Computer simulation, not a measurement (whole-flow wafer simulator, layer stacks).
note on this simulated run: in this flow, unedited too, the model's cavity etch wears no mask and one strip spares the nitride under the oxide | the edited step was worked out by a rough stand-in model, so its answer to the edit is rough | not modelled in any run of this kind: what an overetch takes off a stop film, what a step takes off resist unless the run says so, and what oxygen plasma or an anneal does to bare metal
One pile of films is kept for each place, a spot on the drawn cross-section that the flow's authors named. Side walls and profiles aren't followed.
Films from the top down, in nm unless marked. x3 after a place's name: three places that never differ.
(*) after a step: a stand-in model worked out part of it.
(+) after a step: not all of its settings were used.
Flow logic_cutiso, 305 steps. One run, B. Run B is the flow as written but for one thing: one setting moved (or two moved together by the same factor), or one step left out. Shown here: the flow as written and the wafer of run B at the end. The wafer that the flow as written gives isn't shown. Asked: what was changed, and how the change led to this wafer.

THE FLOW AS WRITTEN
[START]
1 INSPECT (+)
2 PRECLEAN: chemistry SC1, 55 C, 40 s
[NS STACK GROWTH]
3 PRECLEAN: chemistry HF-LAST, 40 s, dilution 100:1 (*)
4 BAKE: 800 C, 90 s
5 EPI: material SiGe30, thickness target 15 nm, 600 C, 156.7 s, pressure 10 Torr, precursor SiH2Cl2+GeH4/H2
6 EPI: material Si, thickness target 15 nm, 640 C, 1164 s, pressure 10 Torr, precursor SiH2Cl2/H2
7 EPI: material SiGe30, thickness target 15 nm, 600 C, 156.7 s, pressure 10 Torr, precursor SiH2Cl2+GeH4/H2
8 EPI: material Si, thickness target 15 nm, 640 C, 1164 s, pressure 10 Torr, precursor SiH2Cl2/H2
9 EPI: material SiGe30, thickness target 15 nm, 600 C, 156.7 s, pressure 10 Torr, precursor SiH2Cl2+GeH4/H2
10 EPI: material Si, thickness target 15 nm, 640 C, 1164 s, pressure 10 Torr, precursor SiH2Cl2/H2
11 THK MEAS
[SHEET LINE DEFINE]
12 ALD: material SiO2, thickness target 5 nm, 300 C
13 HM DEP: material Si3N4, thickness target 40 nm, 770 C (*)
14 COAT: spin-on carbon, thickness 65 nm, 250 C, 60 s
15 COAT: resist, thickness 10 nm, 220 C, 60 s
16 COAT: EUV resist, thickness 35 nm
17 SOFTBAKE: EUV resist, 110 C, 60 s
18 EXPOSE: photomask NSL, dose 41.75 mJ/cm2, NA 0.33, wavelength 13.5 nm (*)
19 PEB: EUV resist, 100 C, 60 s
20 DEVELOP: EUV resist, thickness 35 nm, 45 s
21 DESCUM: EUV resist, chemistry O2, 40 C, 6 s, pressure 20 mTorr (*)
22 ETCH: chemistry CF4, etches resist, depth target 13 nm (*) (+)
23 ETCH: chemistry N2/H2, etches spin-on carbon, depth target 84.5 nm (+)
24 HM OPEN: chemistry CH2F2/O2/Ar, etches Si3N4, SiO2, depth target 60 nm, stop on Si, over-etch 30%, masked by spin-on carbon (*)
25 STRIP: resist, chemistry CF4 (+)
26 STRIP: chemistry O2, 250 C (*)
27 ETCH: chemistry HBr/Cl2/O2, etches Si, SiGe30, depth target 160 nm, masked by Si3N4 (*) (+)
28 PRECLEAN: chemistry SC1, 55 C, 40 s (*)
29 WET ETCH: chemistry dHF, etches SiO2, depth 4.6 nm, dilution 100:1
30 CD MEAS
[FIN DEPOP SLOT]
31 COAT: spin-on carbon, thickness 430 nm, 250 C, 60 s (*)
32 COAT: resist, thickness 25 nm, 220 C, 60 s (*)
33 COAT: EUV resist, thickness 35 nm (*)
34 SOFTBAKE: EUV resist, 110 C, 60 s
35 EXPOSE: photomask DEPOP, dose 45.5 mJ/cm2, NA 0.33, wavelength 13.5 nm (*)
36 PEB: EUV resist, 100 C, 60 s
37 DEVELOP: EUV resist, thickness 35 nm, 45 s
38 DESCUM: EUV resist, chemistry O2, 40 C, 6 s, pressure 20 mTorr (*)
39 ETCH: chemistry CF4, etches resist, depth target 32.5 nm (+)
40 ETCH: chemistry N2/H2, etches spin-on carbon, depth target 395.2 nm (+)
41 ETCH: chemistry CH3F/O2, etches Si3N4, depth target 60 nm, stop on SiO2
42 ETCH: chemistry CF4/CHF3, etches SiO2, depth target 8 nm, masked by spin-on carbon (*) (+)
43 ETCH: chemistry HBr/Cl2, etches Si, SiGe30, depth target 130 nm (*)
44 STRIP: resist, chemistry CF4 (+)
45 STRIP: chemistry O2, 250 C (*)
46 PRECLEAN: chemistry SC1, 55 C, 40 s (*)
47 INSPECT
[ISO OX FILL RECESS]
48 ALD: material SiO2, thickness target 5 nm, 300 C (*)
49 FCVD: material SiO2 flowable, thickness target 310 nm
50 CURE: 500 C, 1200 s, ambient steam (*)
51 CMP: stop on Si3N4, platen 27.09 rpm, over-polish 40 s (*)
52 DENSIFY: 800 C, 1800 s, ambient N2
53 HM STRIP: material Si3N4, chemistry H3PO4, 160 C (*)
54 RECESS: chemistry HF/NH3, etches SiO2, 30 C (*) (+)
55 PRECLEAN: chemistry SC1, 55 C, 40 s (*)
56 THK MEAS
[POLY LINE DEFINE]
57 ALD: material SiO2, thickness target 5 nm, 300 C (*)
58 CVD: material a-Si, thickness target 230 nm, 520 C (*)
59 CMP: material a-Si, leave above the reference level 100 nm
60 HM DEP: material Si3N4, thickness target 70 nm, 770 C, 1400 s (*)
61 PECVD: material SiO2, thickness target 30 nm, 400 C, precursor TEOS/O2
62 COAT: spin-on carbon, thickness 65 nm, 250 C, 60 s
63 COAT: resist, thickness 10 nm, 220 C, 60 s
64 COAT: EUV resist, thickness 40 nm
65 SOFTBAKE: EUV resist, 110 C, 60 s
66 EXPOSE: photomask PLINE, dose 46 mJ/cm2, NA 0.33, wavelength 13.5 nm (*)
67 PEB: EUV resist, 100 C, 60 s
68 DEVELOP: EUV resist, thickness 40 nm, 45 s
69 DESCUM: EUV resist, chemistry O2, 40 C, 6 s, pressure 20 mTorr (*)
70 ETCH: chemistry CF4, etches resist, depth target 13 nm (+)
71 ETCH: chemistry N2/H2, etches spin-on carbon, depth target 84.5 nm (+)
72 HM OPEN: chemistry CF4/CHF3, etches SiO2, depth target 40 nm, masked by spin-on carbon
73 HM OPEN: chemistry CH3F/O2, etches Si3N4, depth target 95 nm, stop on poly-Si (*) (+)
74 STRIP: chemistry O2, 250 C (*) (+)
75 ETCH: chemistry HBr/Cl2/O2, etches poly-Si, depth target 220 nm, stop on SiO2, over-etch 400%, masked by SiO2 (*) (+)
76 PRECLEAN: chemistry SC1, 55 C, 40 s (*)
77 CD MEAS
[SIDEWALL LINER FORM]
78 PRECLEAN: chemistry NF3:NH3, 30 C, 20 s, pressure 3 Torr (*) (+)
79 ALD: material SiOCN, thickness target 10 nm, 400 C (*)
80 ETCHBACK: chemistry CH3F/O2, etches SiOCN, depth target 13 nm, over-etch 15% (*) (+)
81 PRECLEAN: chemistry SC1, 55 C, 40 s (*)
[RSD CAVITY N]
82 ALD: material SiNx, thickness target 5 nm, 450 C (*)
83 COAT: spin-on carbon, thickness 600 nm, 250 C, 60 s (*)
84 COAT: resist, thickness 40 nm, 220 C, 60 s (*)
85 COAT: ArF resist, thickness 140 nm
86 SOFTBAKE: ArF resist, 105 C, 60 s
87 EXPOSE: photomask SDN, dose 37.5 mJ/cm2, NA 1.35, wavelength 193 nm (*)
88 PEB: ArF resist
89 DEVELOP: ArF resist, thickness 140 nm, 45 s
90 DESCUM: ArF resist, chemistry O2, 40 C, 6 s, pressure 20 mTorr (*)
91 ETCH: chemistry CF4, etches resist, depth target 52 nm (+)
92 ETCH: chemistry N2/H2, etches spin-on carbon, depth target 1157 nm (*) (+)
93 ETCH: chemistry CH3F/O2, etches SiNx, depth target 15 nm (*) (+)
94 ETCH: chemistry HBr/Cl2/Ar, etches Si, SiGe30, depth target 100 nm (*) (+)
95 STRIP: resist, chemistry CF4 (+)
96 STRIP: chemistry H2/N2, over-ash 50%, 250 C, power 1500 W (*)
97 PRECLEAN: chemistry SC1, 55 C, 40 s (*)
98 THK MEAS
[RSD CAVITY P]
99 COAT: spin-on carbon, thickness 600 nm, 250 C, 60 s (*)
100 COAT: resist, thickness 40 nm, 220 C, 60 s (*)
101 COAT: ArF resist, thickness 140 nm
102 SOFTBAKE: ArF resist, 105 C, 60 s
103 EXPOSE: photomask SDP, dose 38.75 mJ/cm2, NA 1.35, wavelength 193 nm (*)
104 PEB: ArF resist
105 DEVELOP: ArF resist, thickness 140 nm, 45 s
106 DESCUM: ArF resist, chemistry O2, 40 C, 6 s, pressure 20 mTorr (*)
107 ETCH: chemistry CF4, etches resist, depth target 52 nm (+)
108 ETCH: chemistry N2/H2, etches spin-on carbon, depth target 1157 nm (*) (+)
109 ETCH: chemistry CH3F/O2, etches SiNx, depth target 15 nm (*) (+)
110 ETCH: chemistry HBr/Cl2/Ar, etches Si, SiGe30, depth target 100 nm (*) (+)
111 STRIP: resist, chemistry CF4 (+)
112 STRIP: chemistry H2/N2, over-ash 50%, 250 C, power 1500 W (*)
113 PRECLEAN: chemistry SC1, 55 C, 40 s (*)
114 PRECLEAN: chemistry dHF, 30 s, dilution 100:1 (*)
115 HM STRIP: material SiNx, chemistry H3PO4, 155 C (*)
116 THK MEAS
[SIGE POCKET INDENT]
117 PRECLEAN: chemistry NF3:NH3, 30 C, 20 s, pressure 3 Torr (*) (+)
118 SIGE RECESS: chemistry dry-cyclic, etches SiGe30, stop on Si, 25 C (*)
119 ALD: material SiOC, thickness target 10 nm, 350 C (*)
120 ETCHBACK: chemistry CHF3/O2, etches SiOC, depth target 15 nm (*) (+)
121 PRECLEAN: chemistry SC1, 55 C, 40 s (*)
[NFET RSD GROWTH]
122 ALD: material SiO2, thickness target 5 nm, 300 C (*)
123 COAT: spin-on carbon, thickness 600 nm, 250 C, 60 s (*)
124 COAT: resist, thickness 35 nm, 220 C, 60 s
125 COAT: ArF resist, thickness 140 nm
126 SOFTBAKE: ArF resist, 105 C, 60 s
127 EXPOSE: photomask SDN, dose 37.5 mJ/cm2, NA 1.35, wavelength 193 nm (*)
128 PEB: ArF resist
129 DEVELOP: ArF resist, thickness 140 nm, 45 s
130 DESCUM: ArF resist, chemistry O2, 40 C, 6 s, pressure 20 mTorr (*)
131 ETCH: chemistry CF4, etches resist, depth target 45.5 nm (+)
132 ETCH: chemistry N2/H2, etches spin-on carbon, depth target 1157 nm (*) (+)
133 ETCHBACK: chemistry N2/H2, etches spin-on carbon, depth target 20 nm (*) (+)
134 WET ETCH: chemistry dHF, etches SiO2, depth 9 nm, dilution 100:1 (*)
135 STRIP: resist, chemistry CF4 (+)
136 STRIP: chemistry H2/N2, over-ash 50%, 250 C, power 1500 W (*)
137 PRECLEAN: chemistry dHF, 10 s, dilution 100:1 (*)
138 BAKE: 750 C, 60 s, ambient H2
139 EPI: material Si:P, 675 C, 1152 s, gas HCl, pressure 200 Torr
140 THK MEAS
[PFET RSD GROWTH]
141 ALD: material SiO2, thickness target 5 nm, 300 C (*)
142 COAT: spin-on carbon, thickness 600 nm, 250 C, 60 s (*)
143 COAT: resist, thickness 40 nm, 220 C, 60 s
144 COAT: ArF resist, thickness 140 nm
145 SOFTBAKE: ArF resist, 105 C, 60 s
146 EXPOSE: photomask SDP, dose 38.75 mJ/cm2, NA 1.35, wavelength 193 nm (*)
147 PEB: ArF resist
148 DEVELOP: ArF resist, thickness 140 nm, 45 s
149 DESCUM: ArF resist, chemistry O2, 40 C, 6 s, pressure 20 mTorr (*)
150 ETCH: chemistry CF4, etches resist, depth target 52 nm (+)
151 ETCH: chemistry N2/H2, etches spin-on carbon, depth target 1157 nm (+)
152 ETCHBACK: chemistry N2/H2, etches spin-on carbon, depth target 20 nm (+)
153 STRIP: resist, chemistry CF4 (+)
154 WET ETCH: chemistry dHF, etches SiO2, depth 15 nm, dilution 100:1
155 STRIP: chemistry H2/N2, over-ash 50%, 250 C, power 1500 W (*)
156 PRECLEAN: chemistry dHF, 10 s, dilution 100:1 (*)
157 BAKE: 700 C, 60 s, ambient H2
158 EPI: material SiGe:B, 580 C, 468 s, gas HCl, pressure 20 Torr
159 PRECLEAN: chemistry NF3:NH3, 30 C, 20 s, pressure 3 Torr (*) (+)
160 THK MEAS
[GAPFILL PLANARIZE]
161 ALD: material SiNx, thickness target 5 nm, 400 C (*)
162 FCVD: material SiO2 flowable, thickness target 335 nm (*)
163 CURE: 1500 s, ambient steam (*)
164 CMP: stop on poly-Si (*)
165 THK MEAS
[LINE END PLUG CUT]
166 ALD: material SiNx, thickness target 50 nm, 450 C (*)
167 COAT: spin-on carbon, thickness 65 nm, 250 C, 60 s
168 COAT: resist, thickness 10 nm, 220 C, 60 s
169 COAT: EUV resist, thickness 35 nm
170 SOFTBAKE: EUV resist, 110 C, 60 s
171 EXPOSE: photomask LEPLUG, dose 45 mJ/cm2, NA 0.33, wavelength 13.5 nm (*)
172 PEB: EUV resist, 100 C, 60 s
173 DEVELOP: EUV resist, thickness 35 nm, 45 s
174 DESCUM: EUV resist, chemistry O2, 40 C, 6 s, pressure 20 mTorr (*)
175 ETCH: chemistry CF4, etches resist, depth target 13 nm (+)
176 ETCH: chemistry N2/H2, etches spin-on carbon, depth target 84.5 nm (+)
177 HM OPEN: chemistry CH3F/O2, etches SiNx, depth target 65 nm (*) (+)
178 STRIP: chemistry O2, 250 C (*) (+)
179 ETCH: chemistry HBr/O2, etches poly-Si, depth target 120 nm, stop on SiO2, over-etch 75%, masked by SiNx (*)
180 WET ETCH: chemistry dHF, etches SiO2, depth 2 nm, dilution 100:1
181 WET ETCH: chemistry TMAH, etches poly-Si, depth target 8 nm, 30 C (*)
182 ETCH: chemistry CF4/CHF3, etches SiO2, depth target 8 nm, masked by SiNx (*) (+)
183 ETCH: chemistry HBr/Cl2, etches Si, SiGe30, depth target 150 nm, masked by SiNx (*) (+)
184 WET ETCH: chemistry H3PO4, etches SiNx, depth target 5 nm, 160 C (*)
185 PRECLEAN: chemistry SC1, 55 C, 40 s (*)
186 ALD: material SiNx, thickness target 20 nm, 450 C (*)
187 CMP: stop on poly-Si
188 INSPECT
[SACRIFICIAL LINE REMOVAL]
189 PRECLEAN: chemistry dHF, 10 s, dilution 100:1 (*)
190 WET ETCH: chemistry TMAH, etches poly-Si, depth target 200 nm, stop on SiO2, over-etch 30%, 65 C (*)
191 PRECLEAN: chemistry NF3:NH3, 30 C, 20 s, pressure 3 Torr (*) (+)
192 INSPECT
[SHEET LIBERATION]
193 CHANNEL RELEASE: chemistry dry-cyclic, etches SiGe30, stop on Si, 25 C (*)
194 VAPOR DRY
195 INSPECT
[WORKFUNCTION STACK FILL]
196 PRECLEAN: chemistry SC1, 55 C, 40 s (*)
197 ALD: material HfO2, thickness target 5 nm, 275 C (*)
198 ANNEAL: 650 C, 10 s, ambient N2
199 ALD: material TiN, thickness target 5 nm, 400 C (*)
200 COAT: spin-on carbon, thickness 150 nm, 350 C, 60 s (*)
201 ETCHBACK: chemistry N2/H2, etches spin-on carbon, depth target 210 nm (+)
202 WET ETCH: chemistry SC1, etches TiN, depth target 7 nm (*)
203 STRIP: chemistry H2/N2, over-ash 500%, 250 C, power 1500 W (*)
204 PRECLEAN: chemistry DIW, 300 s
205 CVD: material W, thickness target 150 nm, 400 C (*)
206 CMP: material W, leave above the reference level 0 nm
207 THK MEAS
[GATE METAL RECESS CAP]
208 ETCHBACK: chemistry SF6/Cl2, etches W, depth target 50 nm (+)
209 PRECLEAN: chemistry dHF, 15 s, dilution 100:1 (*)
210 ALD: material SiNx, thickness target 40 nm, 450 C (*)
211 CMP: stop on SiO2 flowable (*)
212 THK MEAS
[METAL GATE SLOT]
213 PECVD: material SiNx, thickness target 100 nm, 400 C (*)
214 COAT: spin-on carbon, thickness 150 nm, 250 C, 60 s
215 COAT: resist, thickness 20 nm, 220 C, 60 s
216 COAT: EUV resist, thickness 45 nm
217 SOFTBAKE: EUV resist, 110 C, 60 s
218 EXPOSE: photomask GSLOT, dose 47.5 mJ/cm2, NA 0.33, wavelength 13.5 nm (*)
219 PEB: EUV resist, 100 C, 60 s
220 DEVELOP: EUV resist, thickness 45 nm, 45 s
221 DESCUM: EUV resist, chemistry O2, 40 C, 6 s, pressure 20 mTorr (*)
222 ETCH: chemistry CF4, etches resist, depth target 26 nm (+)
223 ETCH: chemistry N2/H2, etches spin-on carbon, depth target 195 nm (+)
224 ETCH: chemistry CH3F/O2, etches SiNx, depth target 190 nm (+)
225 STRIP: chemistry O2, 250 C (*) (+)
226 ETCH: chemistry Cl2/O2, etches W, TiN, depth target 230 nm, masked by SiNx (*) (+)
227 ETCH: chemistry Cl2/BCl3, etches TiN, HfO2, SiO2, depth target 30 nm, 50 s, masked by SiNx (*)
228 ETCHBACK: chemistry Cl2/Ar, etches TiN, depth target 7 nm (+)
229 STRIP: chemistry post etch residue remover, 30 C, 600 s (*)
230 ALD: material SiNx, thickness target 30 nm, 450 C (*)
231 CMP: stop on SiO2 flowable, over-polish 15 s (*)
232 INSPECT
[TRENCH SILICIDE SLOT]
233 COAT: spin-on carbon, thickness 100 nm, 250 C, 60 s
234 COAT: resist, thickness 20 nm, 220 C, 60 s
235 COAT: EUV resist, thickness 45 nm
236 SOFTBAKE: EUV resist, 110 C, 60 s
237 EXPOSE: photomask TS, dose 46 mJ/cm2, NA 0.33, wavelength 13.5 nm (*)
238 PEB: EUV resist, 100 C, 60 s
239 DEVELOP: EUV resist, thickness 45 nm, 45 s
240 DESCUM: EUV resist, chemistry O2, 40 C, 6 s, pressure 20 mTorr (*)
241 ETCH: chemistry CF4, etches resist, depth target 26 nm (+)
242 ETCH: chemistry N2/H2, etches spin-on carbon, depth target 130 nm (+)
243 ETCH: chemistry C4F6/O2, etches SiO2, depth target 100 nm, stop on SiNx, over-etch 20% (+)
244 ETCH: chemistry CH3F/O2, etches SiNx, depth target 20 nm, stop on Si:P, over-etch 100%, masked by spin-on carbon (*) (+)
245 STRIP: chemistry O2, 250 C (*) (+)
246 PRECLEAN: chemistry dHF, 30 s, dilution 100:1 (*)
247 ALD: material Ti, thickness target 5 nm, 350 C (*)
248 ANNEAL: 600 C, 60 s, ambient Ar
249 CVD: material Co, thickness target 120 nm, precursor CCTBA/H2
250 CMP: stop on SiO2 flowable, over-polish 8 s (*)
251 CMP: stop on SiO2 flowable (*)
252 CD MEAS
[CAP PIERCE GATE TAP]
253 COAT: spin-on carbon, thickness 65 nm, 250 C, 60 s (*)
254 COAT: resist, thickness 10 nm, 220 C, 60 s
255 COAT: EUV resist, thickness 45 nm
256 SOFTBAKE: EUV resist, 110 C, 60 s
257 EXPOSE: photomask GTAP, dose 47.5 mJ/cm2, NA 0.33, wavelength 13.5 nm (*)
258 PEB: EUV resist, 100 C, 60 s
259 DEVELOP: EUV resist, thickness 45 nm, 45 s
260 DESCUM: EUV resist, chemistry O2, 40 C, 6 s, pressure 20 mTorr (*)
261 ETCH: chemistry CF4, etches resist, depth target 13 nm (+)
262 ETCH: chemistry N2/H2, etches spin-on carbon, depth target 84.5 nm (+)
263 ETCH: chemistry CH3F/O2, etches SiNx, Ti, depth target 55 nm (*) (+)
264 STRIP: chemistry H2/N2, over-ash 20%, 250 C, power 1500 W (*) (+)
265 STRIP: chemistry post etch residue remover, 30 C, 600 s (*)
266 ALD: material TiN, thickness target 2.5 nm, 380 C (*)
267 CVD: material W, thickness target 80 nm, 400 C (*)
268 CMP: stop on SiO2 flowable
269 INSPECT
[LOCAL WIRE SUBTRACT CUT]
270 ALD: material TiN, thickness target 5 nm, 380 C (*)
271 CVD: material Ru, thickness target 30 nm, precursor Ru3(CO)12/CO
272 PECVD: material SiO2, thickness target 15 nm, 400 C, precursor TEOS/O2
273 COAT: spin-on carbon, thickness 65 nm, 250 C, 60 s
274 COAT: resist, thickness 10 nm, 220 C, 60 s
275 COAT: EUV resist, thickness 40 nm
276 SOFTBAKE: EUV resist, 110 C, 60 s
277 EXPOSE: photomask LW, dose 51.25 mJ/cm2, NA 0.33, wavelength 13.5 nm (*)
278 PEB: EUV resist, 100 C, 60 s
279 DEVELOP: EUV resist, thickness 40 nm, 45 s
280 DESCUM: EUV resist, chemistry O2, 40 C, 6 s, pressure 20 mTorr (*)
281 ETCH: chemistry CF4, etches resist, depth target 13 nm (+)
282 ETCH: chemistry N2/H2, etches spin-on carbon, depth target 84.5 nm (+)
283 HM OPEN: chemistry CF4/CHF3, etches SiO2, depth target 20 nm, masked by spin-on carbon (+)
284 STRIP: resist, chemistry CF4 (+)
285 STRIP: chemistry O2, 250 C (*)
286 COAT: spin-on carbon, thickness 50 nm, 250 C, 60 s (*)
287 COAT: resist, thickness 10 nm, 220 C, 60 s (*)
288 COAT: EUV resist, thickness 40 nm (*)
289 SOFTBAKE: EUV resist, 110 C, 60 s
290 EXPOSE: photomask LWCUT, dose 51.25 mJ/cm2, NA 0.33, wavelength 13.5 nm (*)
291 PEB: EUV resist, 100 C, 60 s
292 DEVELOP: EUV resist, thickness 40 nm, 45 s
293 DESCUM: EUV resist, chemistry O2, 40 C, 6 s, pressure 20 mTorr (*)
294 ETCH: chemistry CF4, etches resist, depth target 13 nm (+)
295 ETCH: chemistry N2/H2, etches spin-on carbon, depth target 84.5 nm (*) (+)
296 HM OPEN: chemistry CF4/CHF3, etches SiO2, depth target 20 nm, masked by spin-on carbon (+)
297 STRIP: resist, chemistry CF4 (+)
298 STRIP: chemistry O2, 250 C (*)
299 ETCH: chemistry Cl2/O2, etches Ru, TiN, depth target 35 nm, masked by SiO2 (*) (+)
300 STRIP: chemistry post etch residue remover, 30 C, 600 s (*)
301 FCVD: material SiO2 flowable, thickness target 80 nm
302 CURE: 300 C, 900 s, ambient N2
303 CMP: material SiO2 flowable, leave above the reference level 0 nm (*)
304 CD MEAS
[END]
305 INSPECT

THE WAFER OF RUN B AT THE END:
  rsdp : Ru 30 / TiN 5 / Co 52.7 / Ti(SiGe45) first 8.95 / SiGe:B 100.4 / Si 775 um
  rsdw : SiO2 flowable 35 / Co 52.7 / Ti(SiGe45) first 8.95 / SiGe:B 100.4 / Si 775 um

The cause: step 110, ETCH: depth target 90 nm was run, where the flow has depth target 100 nm.

How the change led to this, step by step:
  110 ETCH: chemistry HBr/Cl2/Ar, etches Si, SiGe30, depth target 100 nm (*) (+)
      rsdp, rsdw: chemical SiO2 -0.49 (all of it), Si -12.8 (all of it), SiGe30 -15 (all of it), Si -15 (all of it), SiGe30 -15 (all of it), Si -15 (all of it), SiGe30 -15 (all of it), Si -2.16 (as written it would be: chemical SiO2 -0.49 (all of it), Si -12.8 (all of it), SiGe30 -15 (all of it), Si -15 (all of it), SiGe30 -15 (all of it), Si -15 (all of it), SiGe30 -15 (all of it), Si -12.2)
  158 EPI: material SiGe:B, 580 C, 468 s, gas HCl, pressure 20 Torr
      rsdp, rsdw: SiGe:B +106.8 (new film) (as written it would be: SiGe:B +116.8 (new film))
